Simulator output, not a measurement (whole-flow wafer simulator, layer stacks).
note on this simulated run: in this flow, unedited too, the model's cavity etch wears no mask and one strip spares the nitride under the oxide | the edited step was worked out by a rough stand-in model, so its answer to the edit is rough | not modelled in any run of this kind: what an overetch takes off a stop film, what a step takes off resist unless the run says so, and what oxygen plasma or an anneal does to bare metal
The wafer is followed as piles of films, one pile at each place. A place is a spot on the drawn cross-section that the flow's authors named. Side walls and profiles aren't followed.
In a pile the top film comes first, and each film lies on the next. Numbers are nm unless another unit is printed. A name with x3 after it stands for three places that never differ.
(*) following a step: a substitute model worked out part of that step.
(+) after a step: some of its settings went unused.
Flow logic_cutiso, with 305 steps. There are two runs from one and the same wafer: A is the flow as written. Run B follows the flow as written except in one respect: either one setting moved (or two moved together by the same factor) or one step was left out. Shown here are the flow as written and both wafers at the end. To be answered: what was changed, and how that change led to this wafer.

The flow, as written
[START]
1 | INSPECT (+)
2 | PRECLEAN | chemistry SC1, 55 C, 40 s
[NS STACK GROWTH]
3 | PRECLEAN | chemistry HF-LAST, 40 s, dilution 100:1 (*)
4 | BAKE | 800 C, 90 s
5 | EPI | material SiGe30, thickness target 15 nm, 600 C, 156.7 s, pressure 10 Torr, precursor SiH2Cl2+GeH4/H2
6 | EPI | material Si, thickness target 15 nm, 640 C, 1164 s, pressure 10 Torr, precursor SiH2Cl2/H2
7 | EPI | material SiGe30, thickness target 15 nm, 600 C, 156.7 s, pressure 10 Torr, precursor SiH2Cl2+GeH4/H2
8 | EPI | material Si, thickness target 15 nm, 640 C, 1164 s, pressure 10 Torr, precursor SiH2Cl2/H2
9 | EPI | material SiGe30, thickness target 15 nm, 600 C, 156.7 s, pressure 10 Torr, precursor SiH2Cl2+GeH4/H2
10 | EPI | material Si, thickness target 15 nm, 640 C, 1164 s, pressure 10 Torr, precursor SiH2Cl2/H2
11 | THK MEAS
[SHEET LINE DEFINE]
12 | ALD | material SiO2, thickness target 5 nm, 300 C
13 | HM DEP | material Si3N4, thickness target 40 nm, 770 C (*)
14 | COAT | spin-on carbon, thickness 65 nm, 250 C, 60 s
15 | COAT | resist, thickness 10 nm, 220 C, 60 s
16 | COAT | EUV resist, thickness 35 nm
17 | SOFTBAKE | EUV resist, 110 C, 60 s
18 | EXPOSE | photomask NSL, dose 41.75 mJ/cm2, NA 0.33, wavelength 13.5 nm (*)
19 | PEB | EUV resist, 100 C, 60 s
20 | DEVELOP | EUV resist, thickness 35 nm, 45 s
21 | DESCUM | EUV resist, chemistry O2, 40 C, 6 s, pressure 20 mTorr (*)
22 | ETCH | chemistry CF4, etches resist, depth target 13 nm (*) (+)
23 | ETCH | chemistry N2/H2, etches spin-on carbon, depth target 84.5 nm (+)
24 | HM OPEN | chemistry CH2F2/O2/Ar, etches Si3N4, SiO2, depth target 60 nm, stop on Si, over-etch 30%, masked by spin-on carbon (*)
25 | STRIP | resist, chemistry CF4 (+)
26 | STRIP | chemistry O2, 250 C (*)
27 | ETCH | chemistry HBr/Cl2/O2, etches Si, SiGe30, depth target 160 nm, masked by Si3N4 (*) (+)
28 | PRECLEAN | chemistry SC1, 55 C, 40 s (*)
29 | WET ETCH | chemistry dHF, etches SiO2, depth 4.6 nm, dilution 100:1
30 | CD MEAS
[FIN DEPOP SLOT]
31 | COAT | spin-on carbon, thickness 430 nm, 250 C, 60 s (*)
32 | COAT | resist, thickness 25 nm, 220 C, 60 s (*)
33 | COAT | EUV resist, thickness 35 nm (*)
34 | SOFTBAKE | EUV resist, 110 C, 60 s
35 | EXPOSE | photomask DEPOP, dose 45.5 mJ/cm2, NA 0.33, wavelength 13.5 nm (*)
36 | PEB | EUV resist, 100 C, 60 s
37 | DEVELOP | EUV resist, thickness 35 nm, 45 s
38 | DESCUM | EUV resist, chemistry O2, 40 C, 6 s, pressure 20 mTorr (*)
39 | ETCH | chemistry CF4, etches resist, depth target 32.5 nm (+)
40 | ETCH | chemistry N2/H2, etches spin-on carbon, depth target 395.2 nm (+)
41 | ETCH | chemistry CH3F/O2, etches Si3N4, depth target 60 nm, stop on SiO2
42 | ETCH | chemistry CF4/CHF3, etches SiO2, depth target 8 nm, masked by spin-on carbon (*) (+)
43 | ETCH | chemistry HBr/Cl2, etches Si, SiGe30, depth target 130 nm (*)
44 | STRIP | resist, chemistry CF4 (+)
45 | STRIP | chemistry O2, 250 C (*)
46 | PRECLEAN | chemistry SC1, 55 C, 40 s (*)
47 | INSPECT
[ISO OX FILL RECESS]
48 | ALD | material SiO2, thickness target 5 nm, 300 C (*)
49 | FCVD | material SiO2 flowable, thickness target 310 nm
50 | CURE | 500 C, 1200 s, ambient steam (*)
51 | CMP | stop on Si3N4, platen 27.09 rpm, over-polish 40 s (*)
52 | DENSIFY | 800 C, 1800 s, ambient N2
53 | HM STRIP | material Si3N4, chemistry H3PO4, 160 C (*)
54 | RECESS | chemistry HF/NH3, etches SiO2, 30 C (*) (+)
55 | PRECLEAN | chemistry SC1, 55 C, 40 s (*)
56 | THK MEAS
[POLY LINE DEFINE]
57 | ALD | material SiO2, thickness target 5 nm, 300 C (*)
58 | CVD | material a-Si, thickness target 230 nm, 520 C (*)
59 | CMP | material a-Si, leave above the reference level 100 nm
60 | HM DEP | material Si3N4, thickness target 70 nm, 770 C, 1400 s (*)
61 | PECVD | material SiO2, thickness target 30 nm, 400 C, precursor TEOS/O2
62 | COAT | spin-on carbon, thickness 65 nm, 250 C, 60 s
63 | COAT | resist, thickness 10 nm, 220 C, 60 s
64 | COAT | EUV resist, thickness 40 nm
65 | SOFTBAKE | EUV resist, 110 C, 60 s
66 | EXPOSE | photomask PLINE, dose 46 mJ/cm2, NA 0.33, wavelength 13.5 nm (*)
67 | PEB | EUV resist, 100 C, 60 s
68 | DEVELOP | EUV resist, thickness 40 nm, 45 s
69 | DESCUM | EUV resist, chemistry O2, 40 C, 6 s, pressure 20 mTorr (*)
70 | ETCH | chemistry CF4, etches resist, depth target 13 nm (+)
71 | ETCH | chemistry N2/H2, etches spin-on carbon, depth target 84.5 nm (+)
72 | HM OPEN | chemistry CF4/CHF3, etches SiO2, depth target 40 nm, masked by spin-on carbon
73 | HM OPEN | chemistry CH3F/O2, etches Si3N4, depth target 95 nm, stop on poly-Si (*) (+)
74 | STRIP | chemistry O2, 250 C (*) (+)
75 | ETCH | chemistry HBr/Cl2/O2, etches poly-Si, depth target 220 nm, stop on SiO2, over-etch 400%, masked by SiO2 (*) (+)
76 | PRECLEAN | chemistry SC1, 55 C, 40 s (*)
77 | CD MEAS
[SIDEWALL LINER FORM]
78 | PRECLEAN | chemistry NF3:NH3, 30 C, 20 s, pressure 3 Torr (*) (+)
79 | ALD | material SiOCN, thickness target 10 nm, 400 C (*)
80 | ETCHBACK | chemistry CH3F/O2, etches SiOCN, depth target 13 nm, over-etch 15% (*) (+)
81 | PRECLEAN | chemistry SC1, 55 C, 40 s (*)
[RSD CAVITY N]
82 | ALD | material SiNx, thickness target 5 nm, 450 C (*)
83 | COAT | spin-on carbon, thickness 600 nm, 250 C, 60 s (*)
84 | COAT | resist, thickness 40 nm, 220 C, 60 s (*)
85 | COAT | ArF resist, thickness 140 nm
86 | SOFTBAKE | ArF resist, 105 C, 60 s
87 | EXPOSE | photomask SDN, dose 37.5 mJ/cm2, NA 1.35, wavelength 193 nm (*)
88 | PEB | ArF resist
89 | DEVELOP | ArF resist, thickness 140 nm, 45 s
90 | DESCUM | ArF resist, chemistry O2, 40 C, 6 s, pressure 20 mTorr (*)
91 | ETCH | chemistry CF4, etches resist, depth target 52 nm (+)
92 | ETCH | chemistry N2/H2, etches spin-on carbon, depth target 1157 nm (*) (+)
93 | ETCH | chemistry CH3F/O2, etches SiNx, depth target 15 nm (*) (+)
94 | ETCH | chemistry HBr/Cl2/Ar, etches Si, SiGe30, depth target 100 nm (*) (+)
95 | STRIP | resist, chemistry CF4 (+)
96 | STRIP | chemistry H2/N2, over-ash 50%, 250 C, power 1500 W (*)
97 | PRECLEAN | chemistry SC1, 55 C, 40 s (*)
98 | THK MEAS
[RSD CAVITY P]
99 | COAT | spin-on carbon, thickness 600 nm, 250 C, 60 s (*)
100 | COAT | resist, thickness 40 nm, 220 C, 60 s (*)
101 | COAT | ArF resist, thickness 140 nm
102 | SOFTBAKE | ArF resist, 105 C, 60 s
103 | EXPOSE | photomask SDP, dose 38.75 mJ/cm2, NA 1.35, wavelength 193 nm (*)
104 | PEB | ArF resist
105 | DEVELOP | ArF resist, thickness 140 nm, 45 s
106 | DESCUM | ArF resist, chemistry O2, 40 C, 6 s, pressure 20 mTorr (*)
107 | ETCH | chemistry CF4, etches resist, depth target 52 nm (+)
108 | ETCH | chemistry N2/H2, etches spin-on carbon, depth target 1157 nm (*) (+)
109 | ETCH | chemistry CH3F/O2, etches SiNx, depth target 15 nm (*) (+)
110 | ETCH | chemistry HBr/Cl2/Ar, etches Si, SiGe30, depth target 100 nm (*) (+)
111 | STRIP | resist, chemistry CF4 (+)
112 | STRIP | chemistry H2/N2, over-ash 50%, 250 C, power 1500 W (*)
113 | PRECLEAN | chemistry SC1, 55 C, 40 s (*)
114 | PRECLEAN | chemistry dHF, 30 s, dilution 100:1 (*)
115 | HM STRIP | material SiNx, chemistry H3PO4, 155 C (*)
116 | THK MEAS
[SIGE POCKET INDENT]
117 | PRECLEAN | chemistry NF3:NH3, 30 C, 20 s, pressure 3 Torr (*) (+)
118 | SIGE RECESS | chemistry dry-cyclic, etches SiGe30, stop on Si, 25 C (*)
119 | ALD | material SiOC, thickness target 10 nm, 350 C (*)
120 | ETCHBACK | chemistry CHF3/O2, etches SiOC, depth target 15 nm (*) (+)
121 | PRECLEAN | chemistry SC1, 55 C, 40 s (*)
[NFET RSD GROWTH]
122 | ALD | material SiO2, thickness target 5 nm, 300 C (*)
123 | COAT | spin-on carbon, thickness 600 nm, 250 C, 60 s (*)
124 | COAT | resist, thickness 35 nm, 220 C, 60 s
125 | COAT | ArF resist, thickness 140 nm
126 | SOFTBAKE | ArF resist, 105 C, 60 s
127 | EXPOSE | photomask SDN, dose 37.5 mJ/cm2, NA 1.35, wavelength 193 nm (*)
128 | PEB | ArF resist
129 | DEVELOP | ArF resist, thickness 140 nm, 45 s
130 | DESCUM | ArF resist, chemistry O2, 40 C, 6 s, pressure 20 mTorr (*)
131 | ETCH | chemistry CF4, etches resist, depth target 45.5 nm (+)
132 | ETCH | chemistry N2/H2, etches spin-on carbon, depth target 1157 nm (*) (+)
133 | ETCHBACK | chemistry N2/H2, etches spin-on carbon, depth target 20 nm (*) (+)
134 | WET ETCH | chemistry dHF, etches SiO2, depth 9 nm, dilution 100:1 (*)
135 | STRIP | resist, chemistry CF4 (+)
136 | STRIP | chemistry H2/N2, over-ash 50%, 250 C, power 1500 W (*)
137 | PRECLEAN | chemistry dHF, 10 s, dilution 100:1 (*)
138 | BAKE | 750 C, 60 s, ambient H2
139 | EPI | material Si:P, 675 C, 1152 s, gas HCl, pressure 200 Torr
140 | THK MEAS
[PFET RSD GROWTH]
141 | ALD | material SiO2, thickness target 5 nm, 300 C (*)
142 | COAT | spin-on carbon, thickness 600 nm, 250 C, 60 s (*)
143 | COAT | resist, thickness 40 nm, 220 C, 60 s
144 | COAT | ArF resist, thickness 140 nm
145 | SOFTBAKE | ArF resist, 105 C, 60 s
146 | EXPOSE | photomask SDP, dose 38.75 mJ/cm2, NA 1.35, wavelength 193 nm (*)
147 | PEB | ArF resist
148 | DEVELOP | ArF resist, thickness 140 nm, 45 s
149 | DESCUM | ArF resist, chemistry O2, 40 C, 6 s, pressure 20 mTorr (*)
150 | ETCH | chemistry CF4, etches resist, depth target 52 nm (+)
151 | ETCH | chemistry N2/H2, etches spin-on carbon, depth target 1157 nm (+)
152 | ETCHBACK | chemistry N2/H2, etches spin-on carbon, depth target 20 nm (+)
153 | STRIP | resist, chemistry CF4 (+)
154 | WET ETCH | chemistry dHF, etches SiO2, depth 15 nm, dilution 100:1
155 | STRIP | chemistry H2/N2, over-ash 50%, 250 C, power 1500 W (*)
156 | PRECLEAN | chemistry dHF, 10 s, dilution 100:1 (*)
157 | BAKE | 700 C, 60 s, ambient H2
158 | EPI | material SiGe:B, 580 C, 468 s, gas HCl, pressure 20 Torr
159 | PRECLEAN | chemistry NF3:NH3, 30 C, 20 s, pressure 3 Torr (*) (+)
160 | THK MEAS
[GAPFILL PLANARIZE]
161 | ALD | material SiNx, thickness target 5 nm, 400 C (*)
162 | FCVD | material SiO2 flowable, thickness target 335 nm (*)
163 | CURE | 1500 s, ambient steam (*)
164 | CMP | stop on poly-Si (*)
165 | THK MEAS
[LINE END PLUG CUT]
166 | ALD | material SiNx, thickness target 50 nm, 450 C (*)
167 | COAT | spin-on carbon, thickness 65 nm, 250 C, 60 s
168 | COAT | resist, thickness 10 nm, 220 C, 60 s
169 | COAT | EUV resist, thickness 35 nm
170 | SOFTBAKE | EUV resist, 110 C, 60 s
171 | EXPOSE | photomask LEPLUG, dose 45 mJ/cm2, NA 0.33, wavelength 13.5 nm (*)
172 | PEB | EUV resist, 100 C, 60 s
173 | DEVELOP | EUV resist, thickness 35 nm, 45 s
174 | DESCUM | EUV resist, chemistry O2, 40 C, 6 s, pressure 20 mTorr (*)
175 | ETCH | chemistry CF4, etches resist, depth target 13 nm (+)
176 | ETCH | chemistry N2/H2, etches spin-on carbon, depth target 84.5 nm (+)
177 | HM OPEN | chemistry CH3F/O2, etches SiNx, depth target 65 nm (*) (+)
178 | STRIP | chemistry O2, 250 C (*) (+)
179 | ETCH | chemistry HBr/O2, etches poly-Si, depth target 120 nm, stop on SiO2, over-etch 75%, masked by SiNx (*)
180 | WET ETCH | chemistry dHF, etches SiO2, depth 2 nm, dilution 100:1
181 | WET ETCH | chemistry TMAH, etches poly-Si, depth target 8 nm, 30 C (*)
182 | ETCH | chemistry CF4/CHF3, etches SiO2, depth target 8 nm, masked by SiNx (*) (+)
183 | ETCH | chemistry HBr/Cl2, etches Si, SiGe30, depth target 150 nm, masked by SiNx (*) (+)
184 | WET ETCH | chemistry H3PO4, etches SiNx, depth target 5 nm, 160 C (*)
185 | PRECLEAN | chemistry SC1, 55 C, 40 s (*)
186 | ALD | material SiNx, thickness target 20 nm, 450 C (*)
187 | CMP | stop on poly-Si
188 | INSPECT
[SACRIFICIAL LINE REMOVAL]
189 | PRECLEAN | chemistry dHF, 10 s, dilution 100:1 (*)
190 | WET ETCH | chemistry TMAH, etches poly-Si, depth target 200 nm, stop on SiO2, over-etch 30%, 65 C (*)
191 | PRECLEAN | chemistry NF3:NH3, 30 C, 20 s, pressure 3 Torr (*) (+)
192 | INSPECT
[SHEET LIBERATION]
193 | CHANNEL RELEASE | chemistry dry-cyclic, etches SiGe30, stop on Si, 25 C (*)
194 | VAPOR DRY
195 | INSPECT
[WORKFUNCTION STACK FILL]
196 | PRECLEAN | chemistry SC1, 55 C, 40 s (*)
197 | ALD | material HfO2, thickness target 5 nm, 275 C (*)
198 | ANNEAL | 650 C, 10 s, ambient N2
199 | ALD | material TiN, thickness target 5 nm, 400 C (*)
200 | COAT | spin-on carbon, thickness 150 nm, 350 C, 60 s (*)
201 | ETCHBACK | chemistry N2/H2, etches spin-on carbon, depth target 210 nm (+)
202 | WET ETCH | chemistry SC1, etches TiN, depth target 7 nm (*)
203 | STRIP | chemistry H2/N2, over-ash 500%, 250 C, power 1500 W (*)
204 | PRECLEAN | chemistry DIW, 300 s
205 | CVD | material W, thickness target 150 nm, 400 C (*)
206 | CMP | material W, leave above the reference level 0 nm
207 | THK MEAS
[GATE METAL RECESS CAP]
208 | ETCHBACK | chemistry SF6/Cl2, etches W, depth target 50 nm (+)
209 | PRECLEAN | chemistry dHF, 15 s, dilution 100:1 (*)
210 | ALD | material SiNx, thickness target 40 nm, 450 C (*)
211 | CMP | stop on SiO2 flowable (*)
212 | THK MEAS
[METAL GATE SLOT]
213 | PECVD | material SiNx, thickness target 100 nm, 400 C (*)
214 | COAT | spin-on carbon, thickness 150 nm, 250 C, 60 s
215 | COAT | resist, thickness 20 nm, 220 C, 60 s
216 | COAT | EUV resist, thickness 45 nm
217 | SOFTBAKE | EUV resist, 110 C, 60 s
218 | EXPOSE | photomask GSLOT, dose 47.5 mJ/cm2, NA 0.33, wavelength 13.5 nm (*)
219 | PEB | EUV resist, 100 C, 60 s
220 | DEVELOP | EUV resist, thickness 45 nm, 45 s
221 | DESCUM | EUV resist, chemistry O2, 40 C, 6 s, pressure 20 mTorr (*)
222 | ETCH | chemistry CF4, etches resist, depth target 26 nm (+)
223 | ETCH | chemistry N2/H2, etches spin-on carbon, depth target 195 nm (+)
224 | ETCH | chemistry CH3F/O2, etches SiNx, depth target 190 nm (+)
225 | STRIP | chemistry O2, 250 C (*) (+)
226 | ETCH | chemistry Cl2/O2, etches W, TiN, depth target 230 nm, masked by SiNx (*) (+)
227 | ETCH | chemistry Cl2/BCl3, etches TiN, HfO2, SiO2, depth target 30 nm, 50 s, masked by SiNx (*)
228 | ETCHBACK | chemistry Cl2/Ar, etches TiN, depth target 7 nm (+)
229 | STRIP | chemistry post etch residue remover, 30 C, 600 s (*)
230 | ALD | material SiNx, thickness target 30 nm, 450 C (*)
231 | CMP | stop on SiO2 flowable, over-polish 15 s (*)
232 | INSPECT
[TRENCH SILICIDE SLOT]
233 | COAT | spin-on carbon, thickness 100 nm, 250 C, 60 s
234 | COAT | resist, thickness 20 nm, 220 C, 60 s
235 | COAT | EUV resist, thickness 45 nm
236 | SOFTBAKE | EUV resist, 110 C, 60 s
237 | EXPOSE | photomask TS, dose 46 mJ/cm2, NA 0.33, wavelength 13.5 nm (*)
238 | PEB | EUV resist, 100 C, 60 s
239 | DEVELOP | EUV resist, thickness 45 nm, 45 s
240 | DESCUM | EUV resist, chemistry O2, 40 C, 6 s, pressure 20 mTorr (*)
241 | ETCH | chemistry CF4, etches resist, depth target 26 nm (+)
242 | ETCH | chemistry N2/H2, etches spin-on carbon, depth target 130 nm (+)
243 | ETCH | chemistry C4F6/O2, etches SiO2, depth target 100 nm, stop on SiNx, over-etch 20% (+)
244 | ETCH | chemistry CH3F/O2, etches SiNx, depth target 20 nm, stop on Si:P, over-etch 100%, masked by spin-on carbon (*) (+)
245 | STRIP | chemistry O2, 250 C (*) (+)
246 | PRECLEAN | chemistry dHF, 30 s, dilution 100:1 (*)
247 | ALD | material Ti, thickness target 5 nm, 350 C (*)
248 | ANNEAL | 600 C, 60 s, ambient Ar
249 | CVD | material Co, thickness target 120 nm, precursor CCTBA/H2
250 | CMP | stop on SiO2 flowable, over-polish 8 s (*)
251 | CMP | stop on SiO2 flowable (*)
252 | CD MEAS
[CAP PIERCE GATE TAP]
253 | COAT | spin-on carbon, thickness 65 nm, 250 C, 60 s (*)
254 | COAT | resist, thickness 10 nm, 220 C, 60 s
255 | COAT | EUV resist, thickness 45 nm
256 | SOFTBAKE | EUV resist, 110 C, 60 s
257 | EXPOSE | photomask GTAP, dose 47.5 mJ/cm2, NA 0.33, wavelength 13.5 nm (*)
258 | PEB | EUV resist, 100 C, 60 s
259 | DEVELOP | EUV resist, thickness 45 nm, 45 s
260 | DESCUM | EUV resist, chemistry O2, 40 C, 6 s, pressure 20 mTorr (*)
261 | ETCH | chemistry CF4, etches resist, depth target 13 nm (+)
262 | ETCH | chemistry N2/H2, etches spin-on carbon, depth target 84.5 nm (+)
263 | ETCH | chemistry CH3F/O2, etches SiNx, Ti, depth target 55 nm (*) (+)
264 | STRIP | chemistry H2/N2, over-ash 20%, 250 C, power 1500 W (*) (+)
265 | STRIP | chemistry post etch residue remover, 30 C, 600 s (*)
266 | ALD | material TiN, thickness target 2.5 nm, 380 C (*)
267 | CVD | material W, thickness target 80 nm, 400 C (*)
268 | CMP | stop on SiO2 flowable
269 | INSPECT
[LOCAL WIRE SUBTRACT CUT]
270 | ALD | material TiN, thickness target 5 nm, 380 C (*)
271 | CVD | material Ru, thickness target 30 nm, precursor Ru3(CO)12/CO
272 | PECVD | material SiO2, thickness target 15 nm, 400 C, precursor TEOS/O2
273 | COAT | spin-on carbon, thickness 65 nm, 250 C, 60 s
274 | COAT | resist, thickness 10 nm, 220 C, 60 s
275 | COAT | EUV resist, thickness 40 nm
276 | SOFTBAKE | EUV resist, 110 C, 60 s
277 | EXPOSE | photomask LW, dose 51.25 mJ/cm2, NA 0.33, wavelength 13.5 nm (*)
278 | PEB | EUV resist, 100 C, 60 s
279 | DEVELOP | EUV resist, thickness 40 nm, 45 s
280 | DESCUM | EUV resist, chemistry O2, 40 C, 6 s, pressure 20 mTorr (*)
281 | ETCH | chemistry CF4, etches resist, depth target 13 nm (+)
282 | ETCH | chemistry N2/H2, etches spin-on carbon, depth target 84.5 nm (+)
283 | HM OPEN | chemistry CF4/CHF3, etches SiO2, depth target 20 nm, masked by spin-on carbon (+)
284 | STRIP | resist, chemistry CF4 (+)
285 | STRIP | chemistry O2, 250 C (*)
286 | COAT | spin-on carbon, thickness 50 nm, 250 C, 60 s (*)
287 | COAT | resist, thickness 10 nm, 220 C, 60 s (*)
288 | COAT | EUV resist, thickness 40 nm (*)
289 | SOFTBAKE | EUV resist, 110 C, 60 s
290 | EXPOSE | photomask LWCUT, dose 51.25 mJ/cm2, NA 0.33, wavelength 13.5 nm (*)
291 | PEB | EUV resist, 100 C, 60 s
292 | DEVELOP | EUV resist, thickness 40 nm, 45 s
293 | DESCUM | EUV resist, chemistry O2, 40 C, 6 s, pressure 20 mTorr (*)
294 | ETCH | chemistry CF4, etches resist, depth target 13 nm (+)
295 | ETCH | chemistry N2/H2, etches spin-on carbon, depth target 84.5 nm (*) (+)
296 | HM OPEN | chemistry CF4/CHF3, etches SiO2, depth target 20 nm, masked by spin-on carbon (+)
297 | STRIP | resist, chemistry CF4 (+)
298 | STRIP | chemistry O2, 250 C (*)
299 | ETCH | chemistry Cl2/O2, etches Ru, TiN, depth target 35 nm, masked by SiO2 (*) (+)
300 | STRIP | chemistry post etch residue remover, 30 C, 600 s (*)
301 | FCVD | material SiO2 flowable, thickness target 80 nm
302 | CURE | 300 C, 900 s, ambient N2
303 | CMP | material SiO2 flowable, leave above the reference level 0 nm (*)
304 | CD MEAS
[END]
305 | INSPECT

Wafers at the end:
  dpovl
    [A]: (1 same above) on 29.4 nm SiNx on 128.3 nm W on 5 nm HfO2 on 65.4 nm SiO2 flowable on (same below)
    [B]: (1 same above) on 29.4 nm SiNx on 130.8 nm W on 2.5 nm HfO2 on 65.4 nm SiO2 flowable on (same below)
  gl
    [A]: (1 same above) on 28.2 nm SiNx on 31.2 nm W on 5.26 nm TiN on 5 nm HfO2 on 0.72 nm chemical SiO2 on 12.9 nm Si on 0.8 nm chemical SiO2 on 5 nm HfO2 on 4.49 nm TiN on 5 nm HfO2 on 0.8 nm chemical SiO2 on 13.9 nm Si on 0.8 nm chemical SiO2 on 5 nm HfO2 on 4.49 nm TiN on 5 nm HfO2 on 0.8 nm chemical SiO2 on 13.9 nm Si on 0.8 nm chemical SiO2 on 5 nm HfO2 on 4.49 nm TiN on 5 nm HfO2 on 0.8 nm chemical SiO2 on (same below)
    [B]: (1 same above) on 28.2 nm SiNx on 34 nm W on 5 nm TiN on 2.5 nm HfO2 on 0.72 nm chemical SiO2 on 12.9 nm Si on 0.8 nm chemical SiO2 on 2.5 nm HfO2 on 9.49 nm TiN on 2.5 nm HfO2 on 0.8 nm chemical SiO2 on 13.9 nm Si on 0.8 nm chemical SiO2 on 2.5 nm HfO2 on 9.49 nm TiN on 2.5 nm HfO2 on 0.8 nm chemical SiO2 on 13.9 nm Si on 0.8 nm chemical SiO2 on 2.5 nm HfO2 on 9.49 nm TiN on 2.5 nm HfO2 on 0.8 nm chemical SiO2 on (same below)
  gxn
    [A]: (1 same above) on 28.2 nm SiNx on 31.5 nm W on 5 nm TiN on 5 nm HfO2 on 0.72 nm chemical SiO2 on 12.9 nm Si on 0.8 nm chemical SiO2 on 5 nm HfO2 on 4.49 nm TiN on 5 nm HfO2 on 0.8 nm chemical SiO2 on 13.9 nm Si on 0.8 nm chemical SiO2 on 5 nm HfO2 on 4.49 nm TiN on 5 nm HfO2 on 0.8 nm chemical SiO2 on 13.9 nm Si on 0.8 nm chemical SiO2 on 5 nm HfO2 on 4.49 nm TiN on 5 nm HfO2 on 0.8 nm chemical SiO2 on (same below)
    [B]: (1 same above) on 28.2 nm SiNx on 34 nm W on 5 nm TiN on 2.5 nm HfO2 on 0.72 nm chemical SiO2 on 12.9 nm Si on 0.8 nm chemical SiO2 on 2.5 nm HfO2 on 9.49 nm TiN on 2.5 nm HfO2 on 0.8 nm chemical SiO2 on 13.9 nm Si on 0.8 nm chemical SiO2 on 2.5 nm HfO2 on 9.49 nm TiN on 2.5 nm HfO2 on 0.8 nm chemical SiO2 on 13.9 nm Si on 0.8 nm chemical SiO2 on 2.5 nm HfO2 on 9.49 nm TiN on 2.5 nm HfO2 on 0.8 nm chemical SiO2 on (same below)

The reason: step 197, ALD: thickness target 2.5 nm was run, though the flow has thickness target 5 nm.
One can read it off the wafer: dpovl has HfO2 2.5, and step 197 as written asks for 5 nm.

How this came from the change, step by step:
  197 | ALD | material HfO2, thickness target 5 nm, 275 C (*)
      depop, dpovl, gfld and 12 more: A +5 HfO2 (new film) | B +2.5 HfO2 (new film)
      gl, glp, gxn, gxp, ns, tap: A +5 HfO2 (new film), +5 HfO2 (new film), -10 cavity, +5 HfO2 (new film), +5 HfO2 (new film), -10 cavity, +5 HfO2 (new film), +5 HfO2 (new film), -10 cavity, +5 HfO2 (new film) | B +2.5 HfO2 (new film), +2.5 HfO2 (new film), -5 cavity, +2.5 HfO2 (new film), +2.5 HfO2 (new film), -5 cavity, +2.5 HfO2 (new film), +2.5 HfO2 (new film), -5 cavity, +2.5 HfO2 (new film)
      (and at 1 other place as well)
  199 | ALD | material TiN, thickness target 5 nm, 400 C (*)
      gl, glp, tap: A +5.26 TiN (new film), +4.49 TiN (new film), -4.49 cavity (all of it), +4.49 TiN (new film), -4.49 cavity (all of it), +4.49 TiN (new film), -4.49 cavity (all of it) | B +5 TiN (new film), +9.49 TiN (new film), -9.49 cavity (all of it), +9.49 TiN (new film), -9.49 cavity (all of it), +9.49 TiN (new film), -9.49 cavity (all of it)
      gxn, gxp, ns: A +5 TiN (new film), +4.49 TiN (new film), -4.49 cavity (all of it), +4.49 TiN (new film), -4.49 cavity (all of it), +4.49 TiN (new film), -4.49 cavity (all of it) | B +5 TiN (new film), +9.49 TiN (new film), -9.49 cavity (all of it), +9.49 TiN (new film), -9.49 cavity (all of it), +9.49 TiN (new film), -9.49 cavity (all of it)
      (and at 2 other places as well)
  200 | COAT | spin-on carbon, thickness 150 nm, 350 C, 60 s (*)
      gl, glp: A +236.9 spin-on carbon (new film) | B +229.5 spin-on carbon (new film)
      gxn, gxp: A +236.9 spin-on carbon (new film) | B +229.1 spin-on carbon (new film)
      (and at 17 other places as well)
  201 | ETCHBACK | chemistry N2/H2, etches spin-on carbon, depth target 210 nm (+)
      lnr, lnrp: A -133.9 spin-on carbon (all of it) | B -126.6 spin-on carbon (all of it)
      rsdn, rsdw: A -145.8 spin-on carbon (all of it) | B -138.2 spin-on carbon (all of it)
      (and at 11 other places as well)
  203 | STRIP | chemistry H2/N2, over-ash 500%, 250 C, power 1500 W (*)
      gxn, gxp: A -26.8 spin-on carbon (all of it) | B -18.9 spin-on carbon (all of it)
      gfld: A -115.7 spin-on carbon (all of it) | B -110.4 spin-on carbon (all of it)
      (and at 4 other places as well)
  206 | CMP | material W, leave above the reference level 0 nm
      lnr, lnri, lnrp, lnrt: A -150 W (all of it), -5 HfO2 (all of it), -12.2 SiOCN | B -150 W (all of it), -2.5 HfO2 (all of it), -12.2 SiOCN
      rsdn, rsdp, rsdw, rsdx: A -162.2 W (all of it), -5 HfO2 (all of it) | B -162.2 W (all of it), -2.5 HfO2 (all of it)
      (and at 2 other places as well)
  226 | ETCH | chemistry Cl2/O2, etches W, TiN, depth target 230 nm, masked by SiNx (*) (+)
      gfld: A -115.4 W (all of it), -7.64 TiN (all of it), -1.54 HfO2 | B -120.6 W (all of it), -5 TiN (all of it), -1.57 HfO2
  227 | ETCH | chemistry Cl2/BCl3, etches TiN, HfO2, SiO2, depth target 30 nm, 50 s, masked by SiNx (*)
      gfld: A -3.46 HfO2 (all of it), -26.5 SiO2 flowable | B -0.93 HfO2 (all of it), -29.1 SiO2 flowable
